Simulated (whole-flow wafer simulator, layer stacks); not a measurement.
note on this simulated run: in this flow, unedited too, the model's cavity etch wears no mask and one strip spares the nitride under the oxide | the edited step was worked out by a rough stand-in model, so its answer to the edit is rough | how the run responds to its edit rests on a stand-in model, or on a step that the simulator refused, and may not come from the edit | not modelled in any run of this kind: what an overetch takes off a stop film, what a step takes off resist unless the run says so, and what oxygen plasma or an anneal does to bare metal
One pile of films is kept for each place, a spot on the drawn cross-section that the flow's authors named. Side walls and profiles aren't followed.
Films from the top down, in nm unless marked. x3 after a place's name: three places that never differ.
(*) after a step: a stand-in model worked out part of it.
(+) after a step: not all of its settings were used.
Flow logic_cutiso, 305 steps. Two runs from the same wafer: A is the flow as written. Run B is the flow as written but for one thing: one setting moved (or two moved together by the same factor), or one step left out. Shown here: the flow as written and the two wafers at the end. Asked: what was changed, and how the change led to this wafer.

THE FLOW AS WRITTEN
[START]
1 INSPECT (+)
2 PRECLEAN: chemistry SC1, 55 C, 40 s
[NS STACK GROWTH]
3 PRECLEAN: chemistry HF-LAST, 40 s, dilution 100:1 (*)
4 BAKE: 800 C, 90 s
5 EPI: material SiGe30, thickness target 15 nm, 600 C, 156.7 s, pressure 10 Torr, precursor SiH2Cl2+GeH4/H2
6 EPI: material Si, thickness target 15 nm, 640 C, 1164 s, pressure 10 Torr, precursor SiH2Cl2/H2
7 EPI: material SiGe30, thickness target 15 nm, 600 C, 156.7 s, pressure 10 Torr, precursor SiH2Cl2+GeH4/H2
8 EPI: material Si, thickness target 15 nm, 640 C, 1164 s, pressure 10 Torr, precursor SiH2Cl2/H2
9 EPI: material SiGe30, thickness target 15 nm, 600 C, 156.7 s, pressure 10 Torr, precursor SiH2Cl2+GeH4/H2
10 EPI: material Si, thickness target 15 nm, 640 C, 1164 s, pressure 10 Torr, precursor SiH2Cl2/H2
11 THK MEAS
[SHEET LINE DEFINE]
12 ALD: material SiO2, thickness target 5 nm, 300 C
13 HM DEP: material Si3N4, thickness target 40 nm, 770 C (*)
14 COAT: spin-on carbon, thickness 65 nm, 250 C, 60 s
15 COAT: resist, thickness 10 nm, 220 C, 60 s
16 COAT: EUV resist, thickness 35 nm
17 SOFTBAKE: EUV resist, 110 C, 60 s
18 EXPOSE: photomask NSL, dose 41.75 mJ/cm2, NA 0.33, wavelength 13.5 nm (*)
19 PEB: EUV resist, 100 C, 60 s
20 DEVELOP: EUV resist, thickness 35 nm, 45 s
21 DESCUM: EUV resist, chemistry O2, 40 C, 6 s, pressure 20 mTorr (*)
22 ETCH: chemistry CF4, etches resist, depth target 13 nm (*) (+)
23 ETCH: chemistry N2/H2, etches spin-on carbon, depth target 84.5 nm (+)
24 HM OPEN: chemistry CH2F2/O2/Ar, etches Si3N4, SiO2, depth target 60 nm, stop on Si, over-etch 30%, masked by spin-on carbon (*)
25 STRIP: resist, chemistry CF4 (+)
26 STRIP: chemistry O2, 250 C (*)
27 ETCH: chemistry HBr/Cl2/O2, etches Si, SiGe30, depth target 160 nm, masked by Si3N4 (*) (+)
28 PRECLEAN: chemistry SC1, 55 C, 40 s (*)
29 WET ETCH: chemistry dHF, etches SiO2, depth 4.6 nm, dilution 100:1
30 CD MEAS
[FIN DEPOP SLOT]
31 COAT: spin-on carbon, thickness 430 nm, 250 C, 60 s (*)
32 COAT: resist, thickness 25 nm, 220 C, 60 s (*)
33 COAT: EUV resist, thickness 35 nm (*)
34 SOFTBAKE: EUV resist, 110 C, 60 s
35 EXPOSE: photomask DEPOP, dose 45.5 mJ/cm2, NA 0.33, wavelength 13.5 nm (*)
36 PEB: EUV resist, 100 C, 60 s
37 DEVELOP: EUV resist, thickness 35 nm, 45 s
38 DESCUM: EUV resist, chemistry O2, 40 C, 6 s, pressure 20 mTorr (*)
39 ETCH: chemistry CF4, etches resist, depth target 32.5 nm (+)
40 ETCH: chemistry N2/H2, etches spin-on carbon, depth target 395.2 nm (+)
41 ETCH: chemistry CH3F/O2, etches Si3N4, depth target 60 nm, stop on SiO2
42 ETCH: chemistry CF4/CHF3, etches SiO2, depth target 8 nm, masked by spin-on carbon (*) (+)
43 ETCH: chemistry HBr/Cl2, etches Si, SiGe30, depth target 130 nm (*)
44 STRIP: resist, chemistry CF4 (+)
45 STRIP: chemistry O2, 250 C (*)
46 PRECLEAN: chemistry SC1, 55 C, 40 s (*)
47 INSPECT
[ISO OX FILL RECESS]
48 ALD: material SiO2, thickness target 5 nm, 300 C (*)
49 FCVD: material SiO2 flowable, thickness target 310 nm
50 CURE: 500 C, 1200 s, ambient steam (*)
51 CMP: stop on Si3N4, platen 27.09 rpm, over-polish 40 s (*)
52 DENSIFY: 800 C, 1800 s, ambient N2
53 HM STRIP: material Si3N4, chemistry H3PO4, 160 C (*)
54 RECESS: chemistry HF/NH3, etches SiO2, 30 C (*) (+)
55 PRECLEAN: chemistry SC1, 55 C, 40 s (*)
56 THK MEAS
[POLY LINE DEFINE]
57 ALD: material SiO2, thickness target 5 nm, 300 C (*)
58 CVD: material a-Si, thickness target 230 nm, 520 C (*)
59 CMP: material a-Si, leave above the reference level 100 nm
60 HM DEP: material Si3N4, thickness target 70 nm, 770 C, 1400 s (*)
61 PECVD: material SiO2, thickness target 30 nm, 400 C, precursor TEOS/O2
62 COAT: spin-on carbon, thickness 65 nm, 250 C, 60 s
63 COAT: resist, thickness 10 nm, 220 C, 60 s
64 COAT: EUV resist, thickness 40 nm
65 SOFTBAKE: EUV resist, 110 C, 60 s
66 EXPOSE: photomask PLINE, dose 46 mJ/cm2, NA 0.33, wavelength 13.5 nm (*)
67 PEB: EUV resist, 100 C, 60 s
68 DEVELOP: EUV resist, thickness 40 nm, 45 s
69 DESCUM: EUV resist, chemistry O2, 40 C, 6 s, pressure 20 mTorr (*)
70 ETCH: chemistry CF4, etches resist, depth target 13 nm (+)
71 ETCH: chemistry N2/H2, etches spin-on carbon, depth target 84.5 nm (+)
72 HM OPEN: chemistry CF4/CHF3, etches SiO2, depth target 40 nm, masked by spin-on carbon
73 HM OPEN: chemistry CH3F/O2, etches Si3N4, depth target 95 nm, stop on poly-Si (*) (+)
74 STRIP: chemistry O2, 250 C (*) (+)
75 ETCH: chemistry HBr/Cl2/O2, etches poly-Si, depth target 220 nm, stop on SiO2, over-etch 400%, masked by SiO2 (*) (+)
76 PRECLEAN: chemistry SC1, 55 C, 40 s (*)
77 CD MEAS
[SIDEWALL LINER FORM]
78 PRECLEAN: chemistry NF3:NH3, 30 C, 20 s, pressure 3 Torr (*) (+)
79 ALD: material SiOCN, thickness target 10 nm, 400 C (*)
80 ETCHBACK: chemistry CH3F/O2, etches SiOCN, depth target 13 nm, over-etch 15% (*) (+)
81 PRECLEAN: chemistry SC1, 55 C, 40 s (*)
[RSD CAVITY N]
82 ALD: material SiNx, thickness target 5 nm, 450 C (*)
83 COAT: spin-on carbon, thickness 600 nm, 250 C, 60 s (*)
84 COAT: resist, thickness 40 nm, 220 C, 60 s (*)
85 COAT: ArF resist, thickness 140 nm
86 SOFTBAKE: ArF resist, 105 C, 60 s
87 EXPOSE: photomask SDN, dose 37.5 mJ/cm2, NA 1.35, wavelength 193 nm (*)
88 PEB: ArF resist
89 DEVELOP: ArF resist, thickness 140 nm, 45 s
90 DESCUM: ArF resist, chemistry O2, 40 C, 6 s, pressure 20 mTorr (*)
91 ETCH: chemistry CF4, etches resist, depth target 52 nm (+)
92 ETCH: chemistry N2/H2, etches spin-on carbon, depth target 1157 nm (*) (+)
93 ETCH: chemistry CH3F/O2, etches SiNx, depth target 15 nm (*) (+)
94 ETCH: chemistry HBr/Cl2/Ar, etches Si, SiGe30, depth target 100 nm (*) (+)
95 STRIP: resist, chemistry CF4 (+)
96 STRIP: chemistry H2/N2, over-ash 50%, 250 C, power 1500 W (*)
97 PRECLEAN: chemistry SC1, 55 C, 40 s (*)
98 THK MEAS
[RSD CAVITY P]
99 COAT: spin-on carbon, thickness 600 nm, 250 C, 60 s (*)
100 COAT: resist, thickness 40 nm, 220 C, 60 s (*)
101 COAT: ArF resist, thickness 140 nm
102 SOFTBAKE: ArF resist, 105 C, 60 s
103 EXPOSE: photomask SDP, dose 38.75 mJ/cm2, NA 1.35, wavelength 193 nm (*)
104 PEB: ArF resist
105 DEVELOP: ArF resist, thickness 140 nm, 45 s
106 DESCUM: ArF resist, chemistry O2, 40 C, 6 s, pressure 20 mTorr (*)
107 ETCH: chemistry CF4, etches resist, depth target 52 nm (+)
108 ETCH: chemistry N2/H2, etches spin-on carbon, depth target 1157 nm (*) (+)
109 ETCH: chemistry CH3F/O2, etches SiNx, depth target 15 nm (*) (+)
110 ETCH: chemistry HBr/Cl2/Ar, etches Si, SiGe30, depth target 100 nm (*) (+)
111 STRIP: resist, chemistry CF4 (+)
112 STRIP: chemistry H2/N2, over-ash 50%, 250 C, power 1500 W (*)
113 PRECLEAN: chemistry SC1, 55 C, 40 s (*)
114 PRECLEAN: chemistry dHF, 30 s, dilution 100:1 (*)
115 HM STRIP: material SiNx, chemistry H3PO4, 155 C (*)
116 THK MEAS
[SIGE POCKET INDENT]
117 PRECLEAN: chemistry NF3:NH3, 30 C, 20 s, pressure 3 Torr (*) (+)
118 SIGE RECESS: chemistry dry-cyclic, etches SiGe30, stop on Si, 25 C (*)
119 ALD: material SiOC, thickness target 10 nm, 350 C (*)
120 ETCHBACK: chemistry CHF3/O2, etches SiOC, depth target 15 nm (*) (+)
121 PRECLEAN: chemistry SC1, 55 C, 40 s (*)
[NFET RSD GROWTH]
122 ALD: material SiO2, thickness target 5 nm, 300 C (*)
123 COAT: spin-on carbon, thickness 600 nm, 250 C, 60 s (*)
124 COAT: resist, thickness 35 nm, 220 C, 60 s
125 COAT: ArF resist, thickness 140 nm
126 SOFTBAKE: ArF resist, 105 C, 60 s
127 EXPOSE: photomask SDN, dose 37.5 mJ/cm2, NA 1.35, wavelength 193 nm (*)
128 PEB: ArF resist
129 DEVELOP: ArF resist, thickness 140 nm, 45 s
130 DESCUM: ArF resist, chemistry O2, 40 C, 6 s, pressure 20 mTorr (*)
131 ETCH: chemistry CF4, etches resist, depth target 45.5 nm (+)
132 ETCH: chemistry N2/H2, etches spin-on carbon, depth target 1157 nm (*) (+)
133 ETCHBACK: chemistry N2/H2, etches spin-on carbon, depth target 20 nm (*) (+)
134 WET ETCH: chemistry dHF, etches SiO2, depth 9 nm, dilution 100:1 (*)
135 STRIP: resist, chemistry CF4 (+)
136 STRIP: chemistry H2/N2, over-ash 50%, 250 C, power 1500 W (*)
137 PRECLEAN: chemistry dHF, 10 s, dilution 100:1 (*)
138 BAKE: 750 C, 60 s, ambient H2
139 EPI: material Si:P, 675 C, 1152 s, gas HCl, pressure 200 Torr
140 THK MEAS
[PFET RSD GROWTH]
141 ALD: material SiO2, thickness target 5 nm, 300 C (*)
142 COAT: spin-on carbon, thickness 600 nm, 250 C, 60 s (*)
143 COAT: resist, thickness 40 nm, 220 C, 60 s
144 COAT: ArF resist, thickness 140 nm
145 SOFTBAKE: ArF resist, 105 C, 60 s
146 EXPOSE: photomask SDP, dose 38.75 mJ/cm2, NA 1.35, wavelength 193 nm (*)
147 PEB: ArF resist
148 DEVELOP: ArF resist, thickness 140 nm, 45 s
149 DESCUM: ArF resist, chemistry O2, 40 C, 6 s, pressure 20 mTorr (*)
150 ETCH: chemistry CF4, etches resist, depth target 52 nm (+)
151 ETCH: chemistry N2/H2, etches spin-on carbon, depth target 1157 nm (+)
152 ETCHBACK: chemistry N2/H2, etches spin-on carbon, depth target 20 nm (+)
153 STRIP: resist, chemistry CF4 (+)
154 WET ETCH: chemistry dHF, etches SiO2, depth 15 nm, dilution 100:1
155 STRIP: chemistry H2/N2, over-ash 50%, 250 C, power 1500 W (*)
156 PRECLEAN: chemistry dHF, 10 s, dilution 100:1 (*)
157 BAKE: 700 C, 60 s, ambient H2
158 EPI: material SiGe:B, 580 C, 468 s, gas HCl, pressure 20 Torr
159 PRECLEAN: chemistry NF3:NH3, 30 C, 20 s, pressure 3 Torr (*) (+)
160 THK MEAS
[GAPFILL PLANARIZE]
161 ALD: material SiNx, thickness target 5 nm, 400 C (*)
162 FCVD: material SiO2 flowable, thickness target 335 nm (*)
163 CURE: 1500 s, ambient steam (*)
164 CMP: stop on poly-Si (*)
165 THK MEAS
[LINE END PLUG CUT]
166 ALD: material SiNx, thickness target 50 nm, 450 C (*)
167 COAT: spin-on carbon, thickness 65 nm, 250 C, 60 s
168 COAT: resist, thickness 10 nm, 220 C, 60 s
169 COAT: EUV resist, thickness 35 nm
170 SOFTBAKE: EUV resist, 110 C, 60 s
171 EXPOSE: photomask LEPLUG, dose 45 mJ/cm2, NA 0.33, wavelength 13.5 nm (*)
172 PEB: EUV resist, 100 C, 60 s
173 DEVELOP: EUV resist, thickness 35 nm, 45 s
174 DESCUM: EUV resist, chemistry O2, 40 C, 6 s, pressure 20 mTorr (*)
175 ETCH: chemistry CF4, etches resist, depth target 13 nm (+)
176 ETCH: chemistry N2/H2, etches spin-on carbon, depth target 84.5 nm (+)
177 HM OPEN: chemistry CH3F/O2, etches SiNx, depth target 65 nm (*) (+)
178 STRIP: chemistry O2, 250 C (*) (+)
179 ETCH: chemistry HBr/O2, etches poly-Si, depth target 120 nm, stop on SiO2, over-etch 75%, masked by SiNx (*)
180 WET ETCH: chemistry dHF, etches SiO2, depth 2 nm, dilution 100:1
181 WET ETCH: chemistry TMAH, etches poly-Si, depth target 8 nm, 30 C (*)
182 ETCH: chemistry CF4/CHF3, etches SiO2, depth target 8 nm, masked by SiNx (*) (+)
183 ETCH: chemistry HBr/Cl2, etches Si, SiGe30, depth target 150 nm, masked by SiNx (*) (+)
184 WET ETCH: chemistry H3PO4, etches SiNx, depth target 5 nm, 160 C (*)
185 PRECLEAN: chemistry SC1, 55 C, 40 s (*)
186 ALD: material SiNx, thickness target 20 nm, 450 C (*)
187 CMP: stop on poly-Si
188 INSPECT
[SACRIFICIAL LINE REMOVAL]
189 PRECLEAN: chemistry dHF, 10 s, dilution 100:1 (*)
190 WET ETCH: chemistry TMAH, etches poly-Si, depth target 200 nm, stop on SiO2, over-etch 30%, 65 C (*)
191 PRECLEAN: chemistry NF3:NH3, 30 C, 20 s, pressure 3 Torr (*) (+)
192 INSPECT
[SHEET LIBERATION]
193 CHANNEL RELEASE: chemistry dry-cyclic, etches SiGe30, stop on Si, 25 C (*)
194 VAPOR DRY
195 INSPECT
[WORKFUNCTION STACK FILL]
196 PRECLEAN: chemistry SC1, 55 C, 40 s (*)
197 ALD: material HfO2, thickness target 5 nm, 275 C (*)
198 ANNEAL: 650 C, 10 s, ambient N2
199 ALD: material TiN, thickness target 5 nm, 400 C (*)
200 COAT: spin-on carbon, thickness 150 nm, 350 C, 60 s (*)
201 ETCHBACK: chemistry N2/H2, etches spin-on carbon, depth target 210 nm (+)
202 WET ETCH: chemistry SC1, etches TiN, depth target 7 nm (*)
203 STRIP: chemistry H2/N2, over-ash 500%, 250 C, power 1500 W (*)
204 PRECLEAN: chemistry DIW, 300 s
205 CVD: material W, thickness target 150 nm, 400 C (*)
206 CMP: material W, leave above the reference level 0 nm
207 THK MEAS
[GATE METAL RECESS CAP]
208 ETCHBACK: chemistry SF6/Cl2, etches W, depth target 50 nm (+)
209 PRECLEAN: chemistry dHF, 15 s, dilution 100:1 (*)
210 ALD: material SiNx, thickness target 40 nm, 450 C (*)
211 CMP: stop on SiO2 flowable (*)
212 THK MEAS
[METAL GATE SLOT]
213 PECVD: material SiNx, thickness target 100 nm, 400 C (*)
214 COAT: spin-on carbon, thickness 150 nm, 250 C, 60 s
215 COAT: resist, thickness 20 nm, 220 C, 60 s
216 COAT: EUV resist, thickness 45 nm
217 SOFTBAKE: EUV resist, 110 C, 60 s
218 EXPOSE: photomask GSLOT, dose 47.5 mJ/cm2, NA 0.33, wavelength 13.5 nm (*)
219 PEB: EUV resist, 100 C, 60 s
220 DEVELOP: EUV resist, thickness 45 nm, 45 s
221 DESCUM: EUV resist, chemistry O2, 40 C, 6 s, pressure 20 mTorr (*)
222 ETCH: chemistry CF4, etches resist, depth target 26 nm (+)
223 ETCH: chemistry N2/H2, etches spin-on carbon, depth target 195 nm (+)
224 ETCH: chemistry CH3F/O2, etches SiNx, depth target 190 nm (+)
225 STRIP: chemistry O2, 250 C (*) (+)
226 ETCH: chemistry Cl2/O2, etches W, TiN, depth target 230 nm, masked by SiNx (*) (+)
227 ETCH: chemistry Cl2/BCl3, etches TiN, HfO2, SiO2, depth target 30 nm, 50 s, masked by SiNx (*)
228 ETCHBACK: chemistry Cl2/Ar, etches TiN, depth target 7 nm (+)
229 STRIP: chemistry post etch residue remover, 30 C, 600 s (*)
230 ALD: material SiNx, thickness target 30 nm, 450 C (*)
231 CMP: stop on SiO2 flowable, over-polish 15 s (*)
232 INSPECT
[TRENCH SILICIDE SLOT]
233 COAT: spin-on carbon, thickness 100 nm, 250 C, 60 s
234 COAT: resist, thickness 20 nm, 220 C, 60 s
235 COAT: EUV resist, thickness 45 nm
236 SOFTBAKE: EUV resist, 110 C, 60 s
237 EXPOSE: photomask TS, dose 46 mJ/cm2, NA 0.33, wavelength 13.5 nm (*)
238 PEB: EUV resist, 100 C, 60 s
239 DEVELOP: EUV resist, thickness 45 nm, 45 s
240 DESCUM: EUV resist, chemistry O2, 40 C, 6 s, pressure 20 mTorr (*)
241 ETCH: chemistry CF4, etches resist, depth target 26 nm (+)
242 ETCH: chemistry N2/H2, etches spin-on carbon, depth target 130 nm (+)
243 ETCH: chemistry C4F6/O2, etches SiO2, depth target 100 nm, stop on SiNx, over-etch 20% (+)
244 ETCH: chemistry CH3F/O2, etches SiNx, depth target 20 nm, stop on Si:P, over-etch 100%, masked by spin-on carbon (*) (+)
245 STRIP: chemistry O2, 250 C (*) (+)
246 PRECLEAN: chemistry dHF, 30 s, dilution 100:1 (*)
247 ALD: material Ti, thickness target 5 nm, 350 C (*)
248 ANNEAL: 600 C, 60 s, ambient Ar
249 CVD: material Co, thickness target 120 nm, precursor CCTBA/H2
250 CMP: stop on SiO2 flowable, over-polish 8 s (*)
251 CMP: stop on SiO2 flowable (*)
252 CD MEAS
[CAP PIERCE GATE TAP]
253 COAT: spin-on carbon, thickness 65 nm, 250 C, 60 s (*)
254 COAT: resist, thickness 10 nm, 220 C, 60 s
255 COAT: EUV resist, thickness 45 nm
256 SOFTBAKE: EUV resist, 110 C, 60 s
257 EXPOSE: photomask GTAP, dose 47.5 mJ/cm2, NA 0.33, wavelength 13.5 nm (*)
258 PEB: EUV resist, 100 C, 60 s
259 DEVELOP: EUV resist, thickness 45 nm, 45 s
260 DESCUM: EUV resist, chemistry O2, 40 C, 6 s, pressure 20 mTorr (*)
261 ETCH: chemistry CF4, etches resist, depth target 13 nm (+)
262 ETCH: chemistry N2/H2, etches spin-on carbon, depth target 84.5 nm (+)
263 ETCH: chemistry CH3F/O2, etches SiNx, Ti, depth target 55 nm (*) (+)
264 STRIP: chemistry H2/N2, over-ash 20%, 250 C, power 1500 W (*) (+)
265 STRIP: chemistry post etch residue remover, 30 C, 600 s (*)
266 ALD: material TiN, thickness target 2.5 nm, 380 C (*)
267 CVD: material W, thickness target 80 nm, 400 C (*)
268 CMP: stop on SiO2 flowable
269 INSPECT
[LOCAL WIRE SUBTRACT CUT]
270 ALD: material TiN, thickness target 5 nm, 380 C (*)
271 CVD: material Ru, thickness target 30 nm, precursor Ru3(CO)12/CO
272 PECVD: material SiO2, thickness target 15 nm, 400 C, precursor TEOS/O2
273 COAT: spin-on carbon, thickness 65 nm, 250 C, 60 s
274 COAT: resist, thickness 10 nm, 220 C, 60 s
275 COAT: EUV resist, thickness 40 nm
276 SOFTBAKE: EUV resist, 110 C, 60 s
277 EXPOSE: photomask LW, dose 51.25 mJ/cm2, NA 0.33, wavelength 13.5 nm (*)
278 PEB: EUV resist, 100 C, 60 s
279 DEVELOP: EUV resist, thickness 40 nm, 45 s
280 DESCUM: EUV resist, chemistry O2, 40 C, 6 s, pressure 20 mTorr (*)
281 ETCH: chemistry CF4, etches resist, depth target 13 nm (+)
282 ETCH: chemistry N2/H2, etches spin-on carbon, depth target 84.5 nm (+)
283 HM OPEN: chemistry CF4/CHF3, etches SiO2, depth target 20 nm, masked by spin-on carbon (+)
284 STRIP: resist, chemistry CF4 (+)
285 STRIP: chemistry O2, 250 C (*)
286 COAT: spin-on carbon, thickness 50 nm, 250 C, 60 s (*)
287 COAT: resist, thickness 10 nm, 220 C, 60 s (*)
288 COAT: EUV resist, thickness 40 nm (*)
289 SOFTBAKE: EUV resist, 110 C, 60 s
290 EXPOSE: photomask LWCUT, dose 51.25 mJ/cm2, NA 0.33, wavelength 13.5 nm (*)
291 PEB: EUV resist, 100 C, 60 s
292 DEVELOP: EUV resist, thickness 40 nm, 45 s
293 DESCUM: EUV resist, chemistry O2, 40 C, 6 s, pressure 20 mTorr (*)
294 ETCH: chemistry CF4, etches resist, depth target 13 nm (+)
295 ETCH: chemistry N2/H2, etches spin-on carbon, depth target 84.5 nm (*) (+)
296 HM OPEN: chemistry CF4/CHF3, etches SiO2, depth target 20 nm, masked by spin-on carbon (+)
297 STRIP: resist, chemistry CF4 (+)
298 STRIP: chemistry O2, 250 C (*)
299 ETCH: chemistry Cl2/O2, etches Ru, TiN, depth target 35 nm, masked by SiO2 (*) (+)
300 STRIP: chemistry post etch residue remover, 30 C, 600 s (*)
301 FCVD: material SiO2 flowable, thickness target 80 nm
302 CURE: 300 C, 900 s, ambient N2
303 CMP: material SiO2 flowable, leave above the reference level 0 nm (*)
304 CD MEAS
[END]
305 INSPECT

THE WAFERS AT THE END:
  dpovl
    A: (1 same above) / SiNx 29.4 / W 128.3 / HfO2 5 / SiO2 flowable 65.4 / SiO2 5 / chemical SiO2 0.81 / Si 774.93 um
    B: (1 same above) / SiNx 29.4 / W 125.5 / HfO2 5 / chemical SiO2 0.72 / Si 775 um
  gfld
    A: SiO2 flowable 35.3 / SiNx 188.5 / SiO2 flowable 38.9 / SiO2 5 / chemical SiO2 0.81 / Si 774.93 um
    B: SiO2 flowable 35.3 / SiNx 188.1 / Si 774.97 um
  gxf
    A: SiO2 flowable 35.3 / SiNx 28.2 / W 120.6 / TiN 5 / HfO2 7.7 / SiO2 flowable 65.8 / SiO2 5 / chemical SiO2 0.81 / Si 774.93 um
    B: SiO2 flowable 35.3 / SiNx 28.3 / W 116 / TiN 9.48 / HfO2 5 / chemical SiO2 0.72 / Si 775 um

The cause: step 27, ETCH: depth target 80 nm was run, where the flow has depth target 160 nm.

How the change led to this, step by step:
  27 ETCH: chemistry HBr/Cl2/O2, etches Si, SiGe30, depth target 160 nm, masked by Si3N4 (*) (+)
      gfld, gxf, iso, lnri: A chemical SiO2 -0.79 (all of it), Si -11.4 (all of it), SiGe30 -15 (all of it), Si -15 (all of it), SiGe30 -15 (all of it), Si -15 (all of it), SiGe30 -15 (all of it), Si -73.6 | B chemical SiO2 -0.79 (all of it), Si -11.4 (all of it), SiGe30 -15 (all of it), Si -15 (all of it), SiGe30 -15 (all of it), Si -15 (all of it), SiGe30 -8.63
      dpovl, nsgap: A chemical SiO2 -0.79 (all of it), Si -11.8 (all of it), SiGe30 -15 (all of it), Si -15 (all of it), SiGe30 -15 (all of it), Si -15 (all of it), SiGe30 -15 (all of it), Si -73.2 | B chemical SiO2 -0.79 (all of it), Si -11.8 (all of it), SiGe30 -15 (all of it), Si -15 (all of it), SiGe30 -15 (all of it), Si -15 (all of it), SiGe30 -8.23
      (and at 16 more places)
  31 COAT: spin-on carbon, thickness 430 nm, 250 C, 60 s (*)
      depop, ns: A spin-on carbon +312 (new film) | B spin-on carbon +356.8 (new film)
      dpovl, nsgap: A spin-on carbon +503.7 (new film) | B spin-on carbon +475.7 (new film)
      (and at 18 more places)
  40 ETCH: chemistry N2/H2, etches spin-on carbon, depth target 395.2 nm (+)
      depop: A spin-on carbon -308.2 (all of it), Si3N4 -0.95 | B spin-on carbon -353 (all of it), Si3N4 -0.46
  41 ETCH: chemistry CH3F/O2, etches Si3N4, depth target 60 nm, stop on SiO2
      gfld, gl, glp and 17 more: A resist -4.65 | B resist -6.2
      depop: A Si3N4 -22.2 (all of it), SiO2 -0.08 | B Si3N4 -30 (all of it), SiO2 -0.08
      (and at 1 more place)
  42 ETCH: chemistry CF4/CHF3, etches SiO2, depth target 8 nm, masked by spin-on carbon (*) (+)
      gfld: A resist -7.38 | B resist -5.71 (all of it), spin-on carbon -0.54
      gxf: A resist -7.42 (all of it) | B resist -5.51 (all of it), spin-on carbon -0.6
      (and at 18 more places)
  45 STRIP: chemistry O2, 250 C (*)
      gfld, lnri: A chemical SiO2 +0.82 (new film), spin-on carbon -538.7 (all of it), Si -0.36 | B chemical SiO2 +1.09 (new film), spin-on carbon -484.5 (all of it), SiGe30 -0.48
      dpovl: A chemical SiO2 +0.82 (new film), spin-on carbon -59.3 (all of it), Si -0.36 | B chemical SiO2 +1.09 (new film), spin-on carbon -27.6 (all of it), SiGe30 -0.48
      (and at 18 more places)
  49 FCVD: material SiO2 flowable, thickness target 310 nm
      gl, glp, gxn and 10 more: A SiO2 flowable +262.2 (new film) | B SiO2 flowable +280.4 (new film)
      gfld, gxf, iso, lnri: A SiO2 flowable +453.9 (new film) | B SiO2 flowable +399.1 (new film)
      (and at 5 more places)
  50 CURE: 500 C, 1200 s, ambient steam (*)
      depop: A SiO2 flowable -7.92 | B SiO2 flowable -8.68
      dpovl: A SiO2 flowable -7.92 | B SiO2 flowable -8.67
      (and at 7 more places)
  51 CMP: stop on Si3N4, platen 27.09 rpm, over-polish 40 s (*)
      dpovl, isow: A SiO2 flowable -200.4 | B SiO2 flowable -236.6
      gxn, gxp: A SiO2 flowable -253 (all of it), SiO2 -5 (all of it), Si3N4 -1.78 | B SiO2 flowable -271 (all of it), SiO2 -5 (all of it), Si3N4 -1.78
      (and at 18 more places)
  52 DENSIFY: 800 C, 1800 s, ambient N2
      gfld, gxf, iso, lnri: A SiO2 flowable -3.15 | B SiO2 flowable -1.55
      dpovl: A SiO2 flowable -2.82 | B SiO2 flowable -1.64
      (and at 1 more place)
  53 HM STRIP: material Si3N4, chemistry H3PO4, 160 C (*)
      gl, glp, gxn and 11 more: A Si3N4 -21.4 (all of it), SiO2 -0.36 | B Si3N4 -28.7 (all of it), SiO2 -0.49
      depop, dpovl, gfld, gxf, iso, isow, lnri, nsgap: A SiO2 flowable -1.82 | B SiO2 flowable -2.44
  54 RECESS: chemistry HF/NH3, etches SiO2, 30 C (*) (+)
      gfld, gxf, iso, lnri: A SiO2 flowable -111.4 | B SiO2 flowable -108 (all of it), SiO2 -5 (all of it), chemical SiO2 -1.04 (all of it)
      dpovl: A SiO2 flowable -111.5 | B SiO2 flowable -107.3 (all of it), SiO2 -5 (all of it), chemical SiO2 -1.04 (all of it)
      (and at 3 more places)
  55 PRECLEAN: chemistry SC1, 55 C, 40 s (*)
      dpovl, gfld, gxf, iso, lnri, nsgap: A SiO2 flowable -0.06 | B chemical SiO2 +0.49 (new film), SiGe30 -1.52
      isow: A nothing | B chemical SiO2 +0.49 (new film), SiGe30 -1.52
  60 HM DEP: material Si3N4, thickness target 70 nm, 770 C, 1400 s (*)
      gfld, gxf, iso, lnri: A Si3N4 +70 (new film), poly-Si +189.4 (new film), a-Si -189.4 (all of it) | B Si3N4 +70 (new film), poly-Si +184.8 (new film), a-Si -184.8 (all of it)
      dpovl, nsgap: A Si3N4 +70 (new film), poly-Si +189.4 (new film), a-Si -189.4 (all of it) | B Si3N4 +70 (new film), poly-Si +184.4 (new film), a-Si -184.4 (all of it)
      (and at 1 more place)
  75 ETCH: chemistry HBr/Cl2/O2, etches poly-Si, depth target 220 nm, stop on SiO2, over-etch 400%, masked by SiO2 (*) (+)
      iso, lnri: A chemical SiO2 -0.79 (all of it), poly-Si -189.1 (all of it), SiO2 -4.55 | B chemical SiO2 -0.79 (all of it), poly-Si -184.4 (all of it), SiO2 -4.58
  78 PRECLEAN: chemistry NF3:NH3, 30 C, 20 s, pressure 3 Torr (*) (+)
      iso, lnri: A SiO2 -0.41 (all of it), SiO2 flowable -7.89 | B SiO2 -0.38 (all of it), chemical SiO2 -0.49 (all of it)
  ... 13 more steps ...
  227 ETCH: chemistry Cl2/BCl3, etches TiN, HfO2, SiO2, depth target 30 nm, 50 s, masked by SiNx (*)
      gfld: A HfO2 -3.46 (all of it), SiO2 flowable -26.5 | B HfO2 -3.5 (all of it), chemical SiO2 -0.72 (all of it), Si -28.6
